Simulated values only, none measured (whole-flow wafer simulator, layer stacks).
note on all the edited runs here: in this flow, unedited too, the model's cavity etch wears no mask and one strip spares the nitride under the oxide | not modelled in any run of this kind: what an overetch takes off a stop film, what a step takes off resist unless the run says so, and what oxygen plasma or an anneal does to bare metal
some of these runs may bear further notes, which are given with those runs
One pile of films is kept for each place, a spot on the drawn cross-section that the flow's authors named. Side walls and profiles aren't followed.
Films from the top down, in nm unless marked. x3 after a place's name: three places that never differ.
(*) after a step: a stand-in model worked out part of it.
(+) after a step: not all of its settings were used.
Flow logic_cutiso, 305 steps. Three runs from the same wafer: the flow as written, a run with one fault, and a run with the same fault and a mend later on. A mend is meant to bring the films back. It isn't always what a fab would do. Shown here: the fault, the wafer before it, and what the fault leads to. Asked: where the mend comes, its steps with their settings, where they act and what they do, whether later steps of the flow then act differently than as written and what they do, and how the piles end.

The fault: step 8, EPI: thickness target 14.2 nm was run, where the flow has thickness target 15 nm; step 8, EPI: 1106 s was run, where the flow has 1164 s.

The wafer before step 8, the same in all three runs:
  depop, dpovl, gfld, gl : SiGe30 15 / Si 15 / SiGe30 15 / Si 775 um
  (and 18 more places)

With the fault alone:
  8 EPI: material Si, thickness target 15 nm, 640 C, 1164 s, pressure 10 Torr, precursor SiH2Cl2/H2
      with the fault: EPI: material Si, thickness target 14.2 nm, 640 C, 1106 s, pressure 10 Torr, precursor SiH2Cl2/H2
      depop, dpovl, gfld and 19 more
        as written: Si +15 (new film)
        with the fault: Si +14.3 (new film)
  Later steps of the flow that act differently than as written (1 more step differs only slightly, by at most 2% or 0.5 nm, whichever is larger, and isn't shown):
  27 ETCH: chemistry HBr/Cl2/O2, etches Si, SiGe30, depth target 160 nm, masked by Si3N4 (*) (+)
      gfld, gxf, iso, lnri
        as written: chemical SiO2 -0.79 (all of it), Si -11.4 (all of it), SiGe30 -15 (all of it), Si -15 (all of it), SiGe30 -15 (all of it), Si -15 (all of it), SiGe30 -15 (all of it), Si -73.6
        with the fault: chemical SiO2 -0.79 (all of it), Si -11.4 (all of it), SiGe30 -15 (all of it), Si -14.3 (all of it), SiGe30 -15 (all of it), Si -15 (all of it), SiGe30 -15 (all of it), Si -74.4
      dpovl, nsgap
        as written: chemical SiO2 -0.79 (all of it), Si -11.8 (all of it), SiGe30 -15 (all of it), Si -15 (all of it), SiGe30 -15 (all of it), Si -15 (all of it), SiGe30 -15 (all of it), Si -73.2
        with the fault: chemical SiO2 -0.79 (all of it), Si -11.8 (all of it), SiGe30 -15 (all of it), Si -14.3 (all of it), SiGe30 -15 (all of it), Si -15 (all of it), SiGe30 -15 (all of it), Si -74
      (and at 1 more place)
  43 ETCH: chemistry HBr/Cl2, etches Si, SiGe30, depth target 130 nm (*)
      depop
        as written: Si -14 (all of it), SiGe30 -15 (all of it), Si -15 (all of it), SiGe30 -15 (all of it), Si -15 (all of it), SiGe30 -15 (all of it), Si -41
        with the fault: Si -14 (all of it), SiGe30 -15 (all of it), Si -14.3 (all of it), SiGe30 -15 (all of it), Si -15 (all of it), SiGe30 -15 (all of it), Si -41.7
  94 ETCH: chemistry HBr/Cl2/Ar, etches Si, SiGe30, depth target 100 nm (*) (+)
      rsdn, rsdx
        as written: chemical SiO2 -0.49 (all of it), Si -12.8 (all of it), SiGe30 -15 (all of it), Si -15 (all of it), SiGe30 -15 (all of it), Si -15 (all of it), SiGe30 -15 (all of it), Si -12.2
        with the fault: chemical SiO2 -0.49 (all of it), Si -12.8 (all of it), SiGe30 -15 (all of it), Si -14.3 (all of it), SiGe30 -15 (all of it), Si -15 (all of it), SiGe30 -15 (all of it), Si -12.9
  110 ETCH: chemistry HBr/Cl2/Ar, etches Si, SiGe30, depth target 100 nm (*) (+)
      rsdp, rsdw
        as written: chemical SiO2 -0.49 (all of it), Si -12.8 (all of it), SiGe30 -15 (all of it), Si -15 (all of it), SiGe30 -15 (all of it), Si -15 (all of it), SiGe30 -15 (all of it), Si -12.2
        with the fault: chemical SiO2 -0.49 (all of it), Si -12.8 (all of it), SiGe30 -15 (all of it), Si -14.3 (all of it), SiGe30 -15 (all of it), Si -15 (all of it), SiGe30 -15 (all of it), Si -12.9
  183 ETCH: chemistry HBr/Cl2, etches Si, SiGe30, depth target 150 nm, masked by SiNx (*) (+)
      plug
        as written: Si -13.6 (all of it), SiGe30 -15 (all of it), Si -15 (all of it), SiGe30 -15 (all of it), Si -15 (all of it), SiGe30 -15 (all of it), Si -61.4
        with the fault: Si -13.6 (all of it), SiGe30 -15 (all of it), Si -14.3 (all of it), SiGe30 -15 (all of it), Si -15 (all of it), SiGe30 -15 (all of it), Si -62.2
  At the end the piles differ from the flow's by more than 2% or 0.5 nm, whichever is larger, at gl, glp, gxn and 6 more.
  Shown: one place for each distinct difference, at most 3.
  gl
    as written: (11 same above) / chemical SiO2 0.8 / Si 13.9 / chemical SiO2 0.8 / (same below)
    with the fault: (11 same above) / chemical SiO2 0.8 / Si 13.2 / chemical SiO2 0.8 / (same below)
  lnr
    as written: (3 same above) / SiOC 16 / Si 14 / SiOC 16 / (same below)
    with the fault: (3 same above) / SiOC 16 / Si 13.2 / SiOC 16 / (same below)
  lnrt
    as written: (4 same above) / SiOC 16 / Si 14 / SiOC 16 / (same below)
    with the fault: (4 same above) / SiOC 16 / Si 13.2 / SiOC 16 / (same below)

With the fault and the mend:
  The mend comes after step 8.
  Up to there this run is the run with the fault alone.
  8a EPI: material Si, thickness target 0.8 nm, 640 C, 62.1 s, pressure 10 Torr, precursor SiH2Cl2/H2 (the flow's step 8 once more, with other settings)
      depop, dpovl, gfld and 19 more
        Si +0.8
  Later steps of the flow that act differently than as written (29 more steps differ only slightly, by at most 2% or 0.5 nm, whichever is larger, and aren't shown):
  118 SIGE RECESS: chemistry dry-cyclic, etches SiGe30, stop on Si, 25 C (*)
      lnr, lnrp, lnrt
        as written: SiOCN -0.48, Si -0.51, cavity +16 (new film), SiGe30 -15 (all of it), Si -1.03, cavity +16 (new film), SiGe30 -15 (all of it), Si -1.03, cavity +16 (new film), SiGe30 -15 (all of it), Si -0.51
        with the mend: under 1 film: Si -0.51, cavity +16 (new film), SiGe30 -15 (all of it), Si -1.31, cavity +16 (new film), SiGe30 -15 (all of it), Si -1.03, cavity +16 (new film), SiGe30 -15 (all of it), Si -0.51
  At the end the piles differ from the flow's only slightly at the places that both follow, by at most 2% or 0.5 nm, whichever is larger.
